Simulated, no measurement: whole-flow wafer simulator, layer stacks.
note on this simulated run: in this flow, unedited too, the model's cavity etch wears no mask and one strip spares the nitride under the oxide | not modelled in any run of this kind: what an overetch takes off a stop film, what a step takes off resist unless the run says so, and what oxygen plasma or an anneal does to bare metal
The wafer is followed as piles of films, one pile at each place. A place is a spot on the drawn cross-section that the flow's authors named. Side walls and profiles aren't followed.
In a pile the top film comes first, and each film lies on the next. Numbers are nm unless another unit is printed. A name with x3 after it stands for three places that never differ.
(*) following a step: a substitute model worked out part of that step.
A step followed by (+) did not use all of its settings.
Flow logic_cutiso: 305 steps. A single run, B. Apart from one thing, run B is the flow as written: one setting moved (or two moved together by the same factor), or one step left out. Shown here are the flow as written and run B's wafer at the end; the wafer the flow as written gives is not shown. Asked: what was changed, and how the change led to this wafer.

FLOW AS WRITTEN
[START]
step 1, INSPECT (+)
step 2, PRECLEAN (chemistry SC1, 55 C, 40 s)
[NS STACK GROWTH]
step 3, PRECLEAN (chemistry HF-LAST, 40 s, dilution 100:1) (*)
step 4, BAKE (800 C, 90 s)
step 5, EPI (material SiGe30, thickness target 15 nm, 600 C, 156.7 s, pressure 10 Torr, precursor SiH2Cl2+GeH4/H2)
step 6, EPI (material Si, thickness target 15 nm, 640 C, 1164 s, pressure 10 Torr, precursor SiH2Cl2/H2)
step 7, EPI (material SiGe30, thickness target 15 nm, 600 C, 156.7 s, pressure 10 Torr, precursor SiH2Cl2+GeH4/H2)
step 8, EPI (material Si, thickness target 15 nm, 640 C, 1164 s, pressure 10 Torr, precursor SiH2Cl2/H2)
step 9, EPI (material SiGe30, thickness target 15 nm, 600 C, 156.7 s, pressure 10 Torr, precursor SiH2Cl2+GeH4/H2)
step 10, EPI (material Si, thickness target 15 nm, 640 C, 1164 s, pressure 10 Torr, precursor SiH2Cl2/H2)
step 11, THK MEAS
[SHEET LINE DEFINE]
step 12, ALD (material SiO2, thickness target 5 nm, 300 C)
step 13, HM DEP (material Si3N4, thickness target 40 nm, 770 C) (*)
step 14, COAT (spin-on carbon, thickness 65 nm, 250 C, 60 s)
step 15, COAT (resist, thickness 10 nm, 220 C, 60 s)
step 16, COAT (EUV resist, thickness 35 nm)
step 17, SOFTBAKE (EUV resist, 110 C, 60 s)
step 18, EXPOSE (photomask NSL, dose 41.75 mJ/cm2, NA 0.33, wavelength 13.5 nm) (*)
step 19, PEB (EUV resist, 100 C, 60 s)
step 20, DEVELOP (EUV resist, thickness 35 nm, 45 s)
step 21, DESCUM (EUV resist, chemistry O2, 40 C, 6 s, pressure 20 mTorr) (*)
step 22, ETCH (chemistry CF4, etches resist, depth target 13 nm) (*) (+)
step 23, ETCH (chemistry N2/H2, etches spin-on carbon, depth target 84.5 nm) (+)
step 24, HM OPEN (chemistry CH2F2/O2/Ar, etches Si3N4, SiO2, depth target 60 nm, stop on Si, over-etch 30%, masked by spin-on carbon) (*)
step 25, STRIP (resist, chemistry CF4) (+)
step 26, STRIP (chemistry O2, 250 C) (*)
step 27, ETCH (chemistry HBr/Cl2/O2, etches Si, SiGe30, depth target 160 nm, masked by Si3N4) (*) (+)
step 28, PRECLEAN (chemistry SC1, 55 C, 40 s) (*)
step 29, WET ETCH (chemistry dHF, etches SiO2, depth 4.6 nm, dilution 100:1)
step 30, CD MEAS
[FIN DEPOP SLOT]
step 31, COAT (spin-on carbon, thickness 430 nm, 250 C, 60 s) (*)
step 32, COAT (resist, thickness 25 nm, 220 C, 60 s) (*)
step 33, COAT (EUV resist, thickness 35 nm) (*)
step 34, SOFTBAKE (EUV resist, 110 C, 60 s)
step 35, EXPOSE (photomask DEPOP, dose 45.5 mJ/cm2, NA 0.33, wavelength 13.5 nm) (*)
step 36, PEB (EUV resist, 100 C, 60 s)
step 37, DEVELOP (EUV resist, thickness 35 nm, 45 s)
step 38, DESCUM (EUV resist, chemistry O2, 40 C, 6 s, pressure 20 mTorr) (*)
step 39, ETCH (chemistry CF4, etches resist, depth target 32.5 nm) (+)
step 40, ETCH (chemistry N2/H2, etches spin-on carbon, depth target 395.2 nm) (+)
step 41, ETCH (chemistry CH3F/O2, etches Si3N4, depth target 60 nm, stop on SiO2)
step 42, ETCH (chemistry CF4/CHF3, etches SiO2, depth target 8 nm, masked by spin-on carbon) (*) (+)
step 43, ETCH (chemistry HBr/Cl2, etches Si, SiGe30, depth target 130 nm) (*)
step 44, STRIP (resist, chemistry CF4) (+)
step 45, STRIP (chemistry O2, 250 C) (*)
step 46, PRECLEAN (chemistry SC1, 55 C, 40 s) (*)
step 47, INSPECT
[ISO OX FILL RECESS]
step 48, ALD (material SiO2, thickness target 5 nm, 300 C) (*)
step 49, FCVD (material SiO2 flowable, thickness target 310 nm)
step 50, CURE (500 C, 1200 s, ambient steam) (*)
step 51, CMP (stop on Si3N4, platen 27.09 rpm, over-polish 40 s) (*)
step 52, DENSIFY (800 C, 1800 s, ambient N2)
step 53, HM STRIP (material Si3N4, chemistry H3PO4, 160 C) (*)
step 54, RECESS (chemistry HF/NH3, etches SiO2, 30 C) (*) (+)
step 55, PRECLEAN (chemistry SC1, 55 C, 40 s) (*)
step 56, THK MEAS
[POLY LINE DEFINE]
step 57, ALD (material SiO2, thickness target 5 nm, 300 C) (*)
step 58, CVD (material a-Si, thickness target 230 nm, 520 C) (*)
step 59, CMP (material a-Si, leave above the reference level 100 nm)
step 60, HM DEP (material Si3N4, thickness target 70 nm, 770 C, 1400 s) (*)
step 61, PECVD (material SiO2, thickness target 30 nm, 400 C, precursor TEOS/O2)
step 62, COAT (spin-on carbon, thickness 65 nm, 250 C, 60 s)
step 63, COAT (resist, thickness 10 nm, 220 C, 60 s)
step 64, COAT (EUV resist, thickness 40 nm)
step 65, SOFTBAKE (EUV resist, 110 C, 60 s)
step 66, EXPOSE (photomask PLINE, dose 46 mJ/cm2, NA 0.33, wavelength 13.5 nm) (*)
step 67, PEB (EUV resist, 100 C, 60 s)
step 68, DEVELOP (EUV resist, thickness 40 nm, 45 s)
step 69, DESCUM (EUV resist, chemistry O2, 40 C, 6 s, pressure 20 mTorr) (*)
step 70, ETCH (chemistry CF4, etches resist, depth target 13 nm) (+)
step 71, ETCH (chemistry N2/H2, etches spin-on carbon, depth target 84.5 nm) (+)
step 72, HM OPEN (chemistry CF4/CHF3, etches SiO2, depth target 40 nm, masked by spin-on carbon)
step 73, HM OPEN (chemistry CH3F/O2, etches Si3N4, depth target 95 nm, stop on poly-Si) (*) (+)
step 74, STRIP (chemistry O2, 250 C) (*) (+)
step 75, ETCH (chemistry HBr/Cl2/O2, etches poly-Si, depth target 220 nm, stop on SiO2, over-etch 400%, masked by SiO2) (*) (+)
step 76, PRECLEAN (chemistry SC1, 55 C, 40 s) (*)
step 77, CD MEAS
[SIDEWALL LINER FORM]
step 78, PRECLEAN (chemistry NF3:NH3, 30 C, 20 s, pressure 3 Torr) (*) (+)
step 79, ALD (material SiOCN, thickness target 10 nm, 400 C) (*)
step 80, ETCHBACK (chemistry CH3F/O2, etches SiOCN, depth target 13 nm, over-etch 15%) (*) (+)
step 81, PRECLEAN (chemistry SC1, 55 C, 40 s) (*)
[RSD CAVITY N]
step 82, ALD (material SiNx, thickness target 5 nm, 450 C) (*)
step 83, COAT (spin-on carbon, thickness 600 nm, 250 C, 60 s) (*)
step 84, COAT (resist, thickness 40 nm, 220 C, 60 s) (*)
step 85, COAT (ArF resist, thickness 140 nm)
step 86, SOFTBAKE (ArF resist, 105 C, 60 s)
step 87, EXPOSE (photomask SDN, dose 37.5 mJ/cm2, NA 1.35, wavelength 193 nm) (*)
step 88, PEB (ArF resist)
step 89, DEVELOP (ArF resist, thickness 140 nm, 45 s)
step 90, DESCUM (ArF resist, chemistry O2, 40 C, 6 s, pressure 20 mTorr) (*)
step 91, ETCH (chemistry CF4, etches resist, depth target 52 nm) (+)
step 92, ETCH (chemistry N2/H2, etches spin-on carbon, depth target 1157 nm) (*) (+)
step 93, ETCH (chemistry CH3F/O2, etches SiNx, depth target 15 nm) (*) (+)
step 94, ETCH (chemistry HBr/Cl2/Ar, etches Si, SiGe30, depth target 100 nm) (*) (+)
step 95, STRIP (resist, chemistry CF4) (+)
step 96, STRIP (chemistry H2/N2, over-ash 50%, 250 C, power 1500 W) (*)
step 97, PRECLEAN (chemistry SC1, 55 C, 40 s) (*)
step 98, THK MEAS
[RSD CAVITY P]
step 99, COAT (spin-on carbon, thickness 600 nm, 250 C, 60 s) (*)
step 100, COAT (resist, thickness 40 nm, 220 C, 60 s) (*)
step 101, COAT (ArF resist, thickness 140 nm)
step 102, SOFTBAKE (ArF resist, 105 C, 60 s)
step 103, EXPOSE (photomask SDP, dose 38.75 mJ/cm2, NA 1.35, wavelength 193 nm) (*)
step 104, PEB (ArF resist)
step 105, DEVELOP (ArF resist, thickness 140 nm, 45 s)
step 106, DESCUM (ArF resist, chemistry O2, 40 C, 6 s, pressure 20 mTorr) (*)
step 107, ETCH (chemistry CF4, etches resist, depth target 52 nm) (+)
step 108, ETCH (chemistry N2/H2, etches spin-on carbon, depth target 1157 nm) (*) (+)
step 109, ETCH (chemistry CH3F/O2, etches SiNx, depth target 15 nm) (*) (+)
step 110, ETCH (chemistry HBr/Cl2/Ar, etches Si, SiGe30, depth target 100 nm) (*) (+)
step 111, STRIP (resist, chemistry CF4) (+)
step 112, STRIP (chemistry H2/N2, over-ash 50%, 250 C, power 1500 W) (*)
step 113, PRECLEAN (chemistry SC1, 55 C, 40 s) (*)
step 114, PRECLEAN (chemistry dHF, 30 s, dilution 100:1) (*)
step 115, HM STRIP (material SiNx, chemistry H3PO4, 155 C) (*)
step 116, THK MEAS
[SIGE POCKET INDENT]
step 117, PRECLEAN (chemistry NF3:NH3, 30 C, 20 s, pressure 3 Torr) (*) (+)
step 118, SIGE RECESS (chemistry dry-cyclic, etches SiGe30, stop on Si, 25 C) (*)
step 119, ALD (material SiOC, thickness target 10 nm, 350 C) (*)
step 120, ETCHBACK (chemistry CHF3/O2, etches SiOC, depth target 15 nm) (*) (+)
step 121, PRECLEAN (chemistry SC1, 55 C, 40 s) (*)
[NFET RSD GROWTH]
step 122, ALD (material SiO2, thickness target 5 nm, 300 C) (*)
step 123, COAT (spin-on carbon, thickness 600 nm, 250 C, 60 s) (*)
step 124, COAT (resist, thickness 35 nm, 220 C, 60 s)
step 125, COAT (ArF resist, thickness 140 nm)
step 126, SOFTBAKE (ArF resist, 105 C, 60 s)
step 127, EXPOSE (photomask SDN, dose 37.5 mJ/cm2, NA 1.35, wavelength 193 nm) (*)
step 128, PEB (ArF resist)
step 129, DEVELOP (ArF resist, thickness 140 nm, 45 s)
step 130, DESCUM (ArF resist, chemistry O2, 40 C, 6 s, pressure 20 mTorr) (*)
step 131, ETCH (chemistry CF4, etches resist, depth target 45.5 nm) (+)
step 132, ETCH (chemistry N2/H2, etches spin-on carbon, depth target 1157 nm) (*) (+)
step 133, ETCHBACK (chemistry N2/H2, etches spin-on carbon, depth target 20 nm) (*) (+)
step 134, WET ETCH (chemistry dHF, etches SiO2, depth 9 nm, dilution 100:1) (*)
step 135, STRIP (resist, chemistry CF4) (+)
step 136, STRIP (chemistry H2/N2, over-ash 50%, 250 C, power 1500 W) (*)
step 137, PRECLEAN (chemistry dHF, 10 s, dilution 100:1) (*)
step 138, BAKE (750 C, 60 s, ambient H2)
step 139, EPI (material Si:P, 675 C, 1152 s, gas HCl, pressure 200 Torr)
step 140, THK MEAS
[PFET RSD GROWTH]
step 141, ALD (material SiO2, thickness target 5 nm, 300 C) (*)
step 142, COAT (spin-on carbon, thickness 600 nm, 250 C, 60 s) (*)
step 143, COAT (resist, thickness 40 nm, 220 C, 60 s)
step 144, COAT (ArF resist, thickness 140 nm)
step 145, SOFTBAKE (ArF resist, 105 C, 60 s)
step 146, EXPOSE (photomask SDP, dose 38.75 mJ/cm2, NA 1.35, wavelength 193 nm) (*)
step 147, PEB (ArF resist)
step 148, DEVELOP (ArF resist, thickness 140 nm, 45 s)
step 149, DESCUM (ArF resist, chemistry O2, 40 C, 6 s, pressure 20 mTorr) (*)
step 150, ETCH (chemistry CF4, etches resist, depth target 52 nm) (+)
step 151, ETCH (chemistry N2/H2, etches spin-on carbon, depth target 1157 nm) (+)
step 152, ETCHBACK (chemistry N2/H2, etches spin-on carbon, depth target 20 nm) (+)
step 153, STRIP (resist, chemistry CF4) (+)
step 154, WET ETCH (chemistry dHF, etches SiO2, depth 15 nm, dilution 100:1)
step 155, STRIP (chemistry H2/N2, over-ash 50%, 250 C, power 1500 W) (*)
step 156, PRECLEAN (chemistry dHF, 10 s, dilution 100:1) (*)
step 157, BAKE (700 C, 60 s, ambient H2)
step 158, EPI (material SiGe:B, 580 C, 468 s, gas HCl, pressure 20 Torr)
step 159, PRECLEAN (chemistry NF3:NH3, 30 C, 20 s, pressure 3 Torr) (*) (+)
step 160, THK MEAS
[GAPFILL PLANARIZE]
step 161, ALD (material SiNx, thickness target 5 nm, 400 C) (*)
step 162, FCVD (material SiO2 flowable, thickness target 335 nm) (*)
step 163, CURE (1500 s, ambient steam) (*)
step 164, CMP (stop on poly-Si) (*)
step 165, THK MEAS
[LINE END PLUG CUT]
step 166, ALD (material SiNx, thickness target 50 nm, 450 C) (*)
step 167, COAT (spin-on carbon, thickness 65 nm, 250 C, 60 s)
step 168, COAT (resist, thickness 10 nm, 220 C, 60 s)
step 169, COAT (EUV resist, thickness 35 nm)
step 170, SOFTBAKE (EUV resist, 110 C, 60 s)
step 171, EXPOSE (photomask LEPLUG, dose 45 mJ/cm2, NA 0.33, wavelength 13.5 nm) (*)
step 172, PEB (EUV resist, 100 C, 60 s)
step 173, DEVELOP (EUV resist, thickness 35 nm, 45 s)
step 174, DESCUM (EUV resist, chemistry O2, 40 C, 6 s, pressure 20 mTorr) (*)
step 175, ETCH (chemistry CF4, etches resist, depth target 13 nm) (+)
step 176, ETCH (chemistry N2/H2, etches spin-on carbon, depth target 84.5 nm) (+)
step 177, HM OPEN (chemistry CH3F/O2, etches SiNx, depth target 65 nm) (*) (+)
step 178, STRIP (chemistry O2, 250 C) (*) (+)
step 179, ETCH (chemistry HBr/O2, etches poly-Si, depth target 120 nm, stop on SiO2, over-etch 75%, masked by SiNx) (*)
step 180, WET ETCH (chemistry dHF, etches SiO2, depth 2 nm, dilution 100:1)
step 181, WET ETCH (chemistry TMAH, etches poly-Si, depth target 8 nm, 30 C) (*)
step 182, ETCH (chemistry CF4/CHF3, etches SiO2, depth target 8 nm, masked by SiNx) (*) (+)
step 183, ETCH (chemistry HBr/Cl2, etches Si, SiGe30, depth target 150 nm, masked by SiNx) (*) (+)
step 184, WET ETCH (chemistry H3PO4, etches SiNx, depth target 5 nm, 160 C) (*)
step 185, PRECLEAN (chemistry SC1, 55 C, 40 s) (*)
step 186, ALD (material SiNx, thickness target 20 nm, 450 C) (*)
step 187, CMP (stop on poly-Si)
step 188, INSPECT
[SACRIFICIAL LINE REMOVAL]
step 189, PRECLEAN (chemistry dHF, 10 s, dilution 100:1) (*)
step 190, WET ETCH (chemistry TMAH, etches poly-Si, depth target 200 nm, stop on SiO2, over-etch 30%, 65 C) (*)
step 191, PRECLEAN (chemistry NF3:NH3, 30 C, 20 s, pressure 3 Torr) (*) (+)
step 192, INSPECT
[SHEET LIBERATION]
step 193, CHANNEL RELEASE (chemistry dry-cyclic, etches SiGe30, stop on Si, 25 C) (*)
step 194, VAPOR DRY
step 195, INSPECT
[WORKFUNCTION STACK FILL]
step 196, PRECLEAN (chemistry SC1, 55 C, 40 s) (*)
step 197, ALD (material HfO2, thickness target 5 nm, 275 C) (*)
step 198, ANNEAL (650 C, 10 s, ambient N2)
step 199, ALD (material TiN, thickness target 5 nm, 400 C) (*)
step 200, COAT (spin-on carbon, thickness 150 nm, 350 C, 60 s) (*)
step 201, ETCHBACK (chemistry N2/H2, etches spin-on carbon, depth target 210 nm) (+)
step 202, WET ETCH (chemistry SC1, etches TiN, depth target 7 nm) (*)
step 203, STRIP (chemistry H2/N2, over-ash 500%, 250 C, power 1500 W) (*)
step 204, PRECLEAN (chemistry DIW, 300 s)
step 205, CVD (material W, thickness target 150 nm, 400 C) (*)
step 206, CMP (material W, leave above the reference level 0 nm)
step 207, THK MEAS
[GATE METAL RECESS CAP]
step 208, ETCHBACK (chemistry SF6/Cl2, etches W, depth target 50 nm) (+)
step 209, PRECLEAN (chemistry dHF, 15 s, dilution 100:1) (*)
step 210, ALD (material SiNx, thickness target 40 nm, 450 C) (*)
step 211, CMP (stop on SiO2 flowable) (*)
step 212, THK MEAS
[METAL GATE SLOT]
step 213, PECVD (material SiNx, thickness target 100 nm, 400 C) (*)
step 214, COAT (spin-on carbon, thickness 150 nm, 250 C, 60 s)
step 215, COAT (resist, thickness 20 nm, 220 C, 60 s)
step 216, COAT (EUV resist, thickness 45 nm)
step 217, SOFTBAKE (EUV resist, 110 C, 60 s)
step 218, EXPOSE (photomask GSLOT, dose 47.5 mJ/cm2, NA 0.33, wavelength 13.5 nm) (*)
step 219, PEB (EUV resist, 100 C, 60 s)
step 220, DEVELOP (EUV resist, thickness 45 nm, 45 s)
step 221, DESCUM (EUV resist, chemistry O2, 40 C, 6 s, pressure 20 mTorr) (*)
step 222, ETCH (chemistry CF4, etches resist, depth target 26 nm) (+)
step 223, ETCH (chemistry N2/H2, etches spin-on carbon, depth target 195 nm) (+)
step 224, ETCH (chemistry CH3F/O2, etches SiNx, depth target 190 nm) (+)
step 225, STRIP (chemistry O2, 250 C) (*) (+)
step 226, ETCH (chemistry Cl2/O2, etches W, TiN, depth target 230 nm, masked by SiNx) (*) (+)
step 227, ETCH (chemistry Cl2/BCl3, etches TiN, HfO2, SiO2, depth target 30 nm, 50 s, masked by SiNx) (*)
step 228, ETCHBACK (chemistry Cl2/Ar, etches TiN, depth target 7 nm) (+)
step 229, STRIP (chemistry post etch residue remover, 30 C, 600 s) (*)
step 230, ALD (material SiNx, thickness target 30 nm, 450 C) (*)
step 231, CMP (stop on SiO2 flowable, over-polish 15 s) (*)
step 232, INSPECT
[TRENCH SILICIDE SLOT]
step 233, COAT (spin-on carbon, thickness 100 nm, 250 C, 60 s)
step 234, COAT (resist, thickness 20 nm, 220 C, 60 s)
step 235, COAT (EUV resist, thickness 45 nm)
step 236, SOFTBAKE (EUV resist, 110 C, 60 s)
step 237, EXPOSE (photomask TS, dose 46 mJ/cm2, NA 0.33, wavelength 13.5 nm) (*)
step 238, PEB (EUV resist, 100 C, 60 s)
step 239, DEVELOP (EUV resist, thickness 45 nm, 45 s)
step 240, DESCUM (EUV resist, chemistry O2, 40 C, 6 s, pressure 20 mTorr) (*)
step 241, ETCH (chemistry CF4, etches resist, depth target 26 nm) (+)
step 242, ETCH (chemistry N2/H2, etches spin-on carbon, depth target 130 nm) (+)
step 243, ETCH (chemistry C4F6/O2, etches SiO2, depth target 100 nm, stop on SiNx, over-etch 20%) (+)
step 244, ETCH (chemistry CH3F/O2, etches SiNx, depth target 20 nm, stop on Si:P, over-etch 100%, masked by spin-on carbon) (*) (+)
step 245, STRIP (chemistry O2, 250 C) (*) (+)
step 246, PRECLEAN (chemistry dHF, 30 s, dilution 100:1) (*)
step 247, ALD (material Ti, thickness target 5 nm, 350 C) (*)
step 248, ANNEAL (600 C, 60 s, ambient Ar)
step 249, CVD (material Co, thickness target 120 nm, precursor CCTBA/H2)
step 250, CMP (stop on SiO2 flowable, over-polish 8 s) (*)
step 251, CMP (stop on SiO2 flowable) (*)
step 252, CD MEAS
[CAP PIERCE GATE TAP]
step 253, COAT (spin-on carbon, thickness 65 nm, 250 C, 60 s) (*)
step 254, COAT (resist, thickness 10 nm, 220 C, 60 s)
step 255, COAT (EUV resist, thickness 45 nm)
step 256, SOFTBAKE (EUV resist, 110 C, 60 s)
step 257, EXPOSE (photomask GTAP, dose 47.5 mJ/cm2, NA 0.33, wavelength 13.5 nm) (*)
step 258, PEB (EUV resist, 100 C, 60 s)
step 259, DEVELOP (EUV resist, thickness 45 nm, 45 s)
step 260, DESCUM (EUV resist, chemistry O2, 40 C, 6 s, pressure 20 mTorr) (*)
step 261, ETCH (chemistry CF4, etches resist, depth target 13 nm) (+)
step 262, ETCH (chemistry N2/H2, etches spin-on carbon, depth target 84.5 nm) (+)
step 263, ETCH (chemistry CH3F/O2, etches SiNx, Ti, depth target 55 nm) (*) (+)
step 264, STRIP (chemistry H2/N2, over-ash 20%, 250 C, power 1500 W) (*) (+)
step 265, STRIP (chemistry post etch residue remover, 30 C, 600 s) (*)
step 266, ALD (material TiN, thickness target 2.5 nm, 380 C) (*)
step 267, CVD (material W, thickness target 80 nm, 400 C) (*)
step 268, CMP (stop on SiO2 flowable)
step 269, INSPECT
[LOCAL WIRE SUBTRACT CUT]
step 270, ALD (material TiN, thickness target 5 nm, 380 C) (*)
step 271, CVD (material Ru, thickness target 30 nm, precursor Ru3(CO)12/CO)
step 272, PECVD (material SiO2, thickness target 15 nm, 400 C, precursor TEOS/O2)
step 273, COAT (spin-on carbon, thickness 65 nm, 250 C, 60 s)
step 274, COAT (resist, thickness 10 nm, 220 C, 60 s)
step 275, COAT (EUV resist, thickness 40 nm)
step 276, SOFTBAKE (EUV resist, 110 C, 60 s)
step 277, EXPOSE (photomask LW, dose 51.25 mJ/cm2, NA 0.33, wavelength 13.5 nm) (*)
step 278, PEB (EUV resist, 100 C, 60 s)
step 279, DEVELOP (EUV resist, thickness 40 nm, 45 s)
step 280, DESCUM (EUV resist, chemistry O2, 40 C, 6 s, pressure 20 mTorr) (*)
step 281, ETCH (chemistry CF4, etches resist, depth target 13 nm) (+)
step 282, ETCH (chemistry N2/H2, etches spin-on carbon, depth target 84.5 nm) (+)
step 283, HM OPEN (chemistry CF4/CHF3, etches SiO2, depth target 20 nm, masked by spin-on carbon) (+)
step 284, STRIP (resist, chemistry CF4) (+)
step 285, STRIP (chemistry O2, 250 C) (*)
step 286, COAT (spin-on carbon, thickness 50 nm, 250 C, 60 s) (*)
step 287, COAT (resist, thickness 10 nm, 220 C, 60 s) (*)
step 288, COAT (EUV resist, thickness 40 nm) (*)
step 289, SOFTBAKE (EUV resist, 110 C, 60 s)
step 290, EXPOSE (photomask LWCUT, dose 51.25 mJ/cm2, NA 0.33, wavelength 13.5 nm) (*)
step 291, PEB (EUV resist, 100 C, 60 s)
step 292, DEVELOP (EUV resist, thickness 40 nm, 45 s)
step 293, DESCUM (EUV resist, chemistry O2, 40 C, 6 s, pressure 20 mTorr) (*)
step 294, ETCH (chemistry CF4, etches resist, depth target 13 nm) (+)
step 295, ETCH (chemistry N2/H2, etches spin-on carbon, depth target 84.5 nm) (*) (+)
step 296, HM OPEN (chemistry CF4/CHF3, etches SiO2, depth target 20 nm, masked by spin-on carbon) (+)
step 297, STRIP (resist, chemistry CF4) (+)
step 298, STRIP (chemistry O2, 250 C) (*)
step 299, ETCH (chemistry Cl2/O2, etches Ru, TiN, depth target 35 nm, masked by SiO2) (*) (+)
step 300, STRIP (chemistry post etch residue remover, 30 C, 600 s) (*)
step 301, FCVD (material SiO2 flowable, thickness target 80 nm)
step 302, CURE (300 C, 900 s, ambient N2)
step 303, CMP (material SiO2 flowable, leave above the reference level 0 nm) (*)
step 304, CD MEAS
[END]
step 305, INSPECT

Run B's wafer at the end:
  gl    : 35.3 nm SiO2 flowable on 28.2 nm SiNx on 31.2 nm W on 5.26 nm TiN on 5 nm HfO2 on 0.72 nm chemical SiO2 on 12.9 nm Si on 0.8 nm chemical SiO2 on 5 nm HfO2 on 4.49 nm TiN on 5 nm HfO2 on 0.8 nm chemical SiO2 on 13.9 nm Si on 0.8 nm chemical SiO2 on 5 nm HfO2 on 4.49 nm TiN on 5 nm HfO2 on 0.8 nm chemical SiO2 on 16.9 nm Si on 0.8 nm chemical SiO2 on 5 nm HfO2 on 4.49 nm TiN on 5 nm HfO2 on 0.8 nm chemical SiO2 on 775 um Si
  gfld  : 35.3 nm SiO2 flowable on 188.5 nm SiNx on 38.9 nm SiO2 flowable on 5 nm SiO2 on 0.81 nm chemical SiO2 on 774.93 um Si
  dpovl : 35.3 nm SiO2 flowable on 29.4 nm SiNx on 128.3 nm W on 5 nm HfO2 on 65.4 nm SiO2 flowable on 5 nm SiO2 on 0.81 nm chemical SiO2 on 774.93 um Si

Cause: step 6, EPI: thickness target 18 nm was run, while the flow as written has thickness target 15 nm; step 6, EPI: 1397 s was run, where the flow has 1164 s.

How this came from the change, step by step:
  step 6, EPI (material Si, thickness target 15 nm, 640 C, 1164 s, pressure 10 Torr, precursor SiH2Cl2/H2)
      depop, dpovl, gfld and 19 more: Si gains 18 (new film) (it would be, as written: Si gains 15 (new film))
  step 27, ETCH (chemistry HBr/Cl2/O2, etches Si, SiGe30, depth target 160 nm, masked by Si3N4) (*) (+)
      gfld, gxf, iso, lnri: chemical SiO2 loses 0.79 (all of it), Si loses 11.4 (all of it), SiGe30 loses 15 (all of it), Si loses 15 (all of it), SiGe30 loses 15 (all of it), Si loses 18 (all of it), SiGe30 loses 15 (all of it), Si loses 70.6 (it would be, as written: chemical SiO2 loses 0.79 (all of it), Si loses 11.4 (all of it), SiGe30 loses 15 (all of it), Si loses 15 (all of it), SiGe30 loses 15 (all of it), Si loses 15 (all of it), SiGe30 loses 15 (all of it), Si loses 73.6)
      dpovl, nsgap: chemical SiO2 loses 0.79 (all of it), Si loses 11.8 (all of it), SiGe30 loses 15 (all of it), Si loses 15 (all of it), SiGe30 loses 15 (all of it), Si loses 18 (all of it), SiGe30 loses 15 (all of it), Si loses 70.2 (it would be, as written: chemical SiO2 loses 0.79 (all of it), Si loses 11.8 (all of it), SiGe30 loses 15 (all of it), Si loses 15 (all of it), SiGe30 loses 15 (all of it), Si loses 15 (all of it), SiGe30 loses 15 (all of it), Si loses 73.2)
      (and at 1 other place as well)
  step 43, ETCH (chemistry HBr/Cl2, etches Si, SiGe30, depth target 130 nm) (*)
      depop: Si loses 14 (all of it), SiGe30 loses 15 (all of it), Si loses 15 (all of it), SiGe30 loses 15 (all of it), Si loses 18 (all of it), SiGe30 loses 15 (all of it), Si loses 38 (it would be, as written: Si loses 14 (all of it), SiGe30 loses 15 (all of it), Si loses 15 (all of it), SiGe30 loses 15 (all of it), Si loses 15 (all of it), SiGe30 loses 15 (all of it), Si loses 41)
  step 94, ETCH (chemistry HBr/Cl2/Ar, etches Si, SiGe30, depth target 100 nm) (*) (+)
      rsdn, rsdx: chemical SiO2 loses 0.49 (all of it), Si loses 12.8 (all of it), SiGe30 loses 15 (all of it), Si loses 15 (all of it), SiGe30 loses 15 (all of it), Si loses 18 (all of it), SiGe30 loses 15 (all of it), Si loses 9.16 (it would be, as written: chemical SiO2 loses 0.49 (all of it), Si loses 12.8 (all of it), SiGe30 loses 15 (all of it), Si loses 15 (all of it), SiGe30 loses 15 (all of it), Si loses 15 (all of it), SiGe30 loses 15 (all of it), Si loses 12.2)
  step 110, ETCH (chemistry HBr/Cl2/Ar, etches Si, SiGe30, depth target 100 nm) (*) (+)
      rsdp, rsdw: chemical SiO2 loses 0.49 (all of it), Si loses 12.8 (all of it), SiGe30 loses 15 (all of it), Si loses 15 (all of it), SiGe30 loses 15 (all of it), Si loses 18 (all of it), SiGe30 loses 15 (all of it), Si loses 9.16 (it would be, as written: chemical SiO2 loses 0.49 (all of it), Si loses 12.8 (all of it), SiGe30 loses 15 (all of it), Si loses 15 (all of it), SiGe30 loses 15 (all of it), Si loses 15 (all of it), SiGe30 loses 15 (all of it), Si loses 12.2)
  step 183, ETCH (chemistry HBr/Cl2, etches Si, SiGe30, depth target 150 nm, masked by SiNx) (*) (+)
      plug: Si loses 13.6 (all of it), SiGe30 loses 15 (all of it), Si loses 15 (all of it), SiGe30 loses 15 (all of it), Si loses 18 (all of it), SiGe30 loses 15 (all of it), Si loses 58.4 (it would be, as written: Si loses 13.6 (all of it), SiGe30 loses 15 (all of it), Si loses 15 (all of it), SiGe30 loses 15 (all of it), Si loses 15 (all of it), SiGe30 loses 15 (all of it), Si loses 61.4)
